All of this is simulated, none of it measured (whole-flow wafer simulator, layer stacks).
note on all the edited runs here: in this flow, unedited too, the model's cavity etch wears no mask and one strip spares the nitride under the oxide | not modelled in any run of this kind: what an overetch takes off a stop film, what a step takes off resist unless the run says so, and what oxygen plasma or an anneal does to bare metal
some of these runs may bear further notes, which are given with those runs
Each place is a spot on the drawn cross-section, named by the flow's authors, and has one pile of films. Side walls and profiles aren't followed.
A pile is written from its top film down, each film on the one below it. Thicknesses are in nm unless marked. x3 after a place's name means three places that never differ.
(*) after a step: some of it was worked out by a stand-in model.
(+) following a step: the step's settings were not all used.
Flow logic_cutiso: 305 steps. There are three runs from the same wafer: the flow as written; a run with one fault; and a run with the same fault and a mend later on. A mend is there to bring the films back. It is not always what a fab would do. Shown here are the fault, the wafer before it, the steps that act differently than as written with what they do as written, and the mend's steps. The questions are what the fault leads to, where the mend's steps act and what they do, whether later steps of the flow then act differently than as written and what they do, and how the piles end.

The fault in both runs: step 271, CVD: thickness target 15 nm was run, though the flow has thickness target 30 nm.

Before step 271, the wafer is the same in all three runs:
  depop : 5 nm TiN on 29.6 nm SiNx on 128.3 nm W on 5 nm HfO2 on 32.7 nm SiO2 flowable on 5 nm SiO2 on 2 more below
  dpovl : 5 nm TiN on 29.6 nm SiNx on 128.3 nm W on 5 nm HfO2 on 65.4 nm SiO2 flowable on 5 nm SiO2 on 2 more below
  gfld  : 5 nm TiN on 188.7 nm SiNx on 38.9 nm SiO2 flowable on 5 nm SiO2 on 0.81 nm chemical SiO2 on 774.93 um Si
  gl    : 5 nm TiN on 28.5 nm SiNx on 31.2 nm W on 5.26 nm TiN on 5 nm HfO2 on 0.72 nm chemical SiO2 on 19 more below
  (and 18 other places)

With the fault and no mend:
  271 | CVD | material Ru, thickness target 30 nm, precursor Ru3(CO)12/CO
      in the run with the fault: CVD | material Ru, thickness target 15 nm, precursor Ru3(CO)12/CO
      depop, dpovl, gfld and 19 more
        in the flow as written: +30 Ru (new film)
        in the run with the fault: +15 Ru (new film)
  Steps later in the flow that act otherwise than as written (not shown: 1 more step that differs only slightly, by at most 2% or 0.5 nm, whichever is larger):
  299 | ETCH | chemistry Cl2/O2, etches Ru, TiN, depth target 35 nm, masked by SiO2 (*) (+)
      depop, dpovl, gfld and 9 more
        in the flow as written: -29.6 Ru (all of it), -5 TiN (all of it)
        in the run with the fault: -14.6 Ru (all of it), -5 TiN (all of it), -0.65 SiNx
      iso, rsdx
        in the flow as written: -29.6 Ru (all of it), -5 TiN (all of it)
        in the run with the fault: -14.6 Ru (all of it), -5 TiN (all of it), -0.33 SiO2 flowable
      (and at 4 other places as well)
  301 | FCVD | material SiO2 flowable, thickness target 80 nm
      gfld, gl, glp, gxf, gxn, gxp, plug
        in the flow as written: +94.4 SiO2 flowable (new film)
        in the run with the fault: +90.5 SiO2 flowable (new film)
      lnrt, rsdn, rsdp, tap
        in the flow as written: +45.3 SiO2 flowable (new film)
        in the run with the fault: +55.6 SiO2 flowable (new film)
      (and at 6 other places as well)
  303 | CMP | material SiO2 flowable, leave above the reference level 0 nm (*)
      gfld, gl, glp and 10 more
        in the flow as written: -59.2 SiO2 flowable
        in the run with the fault: -69.6 SiO2 flowable
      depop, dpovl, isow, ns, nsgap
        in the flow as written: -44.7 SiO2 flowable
        in the run with the fault: -59.1 SiO2 flowable
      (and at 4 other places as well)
  The piles end different from the flow's at depop, dpovl, gfld and 19 more by more than 2% or 0.5 nm, whichever is larger.
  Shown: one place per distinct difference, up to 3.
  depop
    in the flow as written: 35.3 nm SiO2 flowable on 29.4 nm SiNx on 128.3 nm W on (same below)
    in the run with the fault: 20.9 nm SiO2 flowable on 28.7 nm SiNx on 128.3 nm W on (same below)
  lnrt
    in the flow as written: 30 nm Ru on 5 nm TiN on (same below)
    in the run with the fault: 15 nm Ru on 5 nm TiN on (same below)
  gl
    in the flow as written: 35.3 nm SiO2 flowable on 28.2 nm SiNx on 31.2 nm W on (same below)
    in the run with the fault: 20.9 nm SiO2 flowable on 27.6 nm SiNx on 31.2 nm W on (same below)

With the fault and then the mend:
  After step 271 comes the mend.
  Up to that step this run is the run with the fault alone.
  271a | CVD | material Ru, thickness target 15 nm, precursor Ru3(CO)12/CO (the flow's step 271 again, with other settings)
      depop, dpovl, gfld and 19 more
        +15 Ru
  Later steps of the flow that are run all act as written at every place that is followed.
  By the end, the piles equal the flow's at every place that both follow.
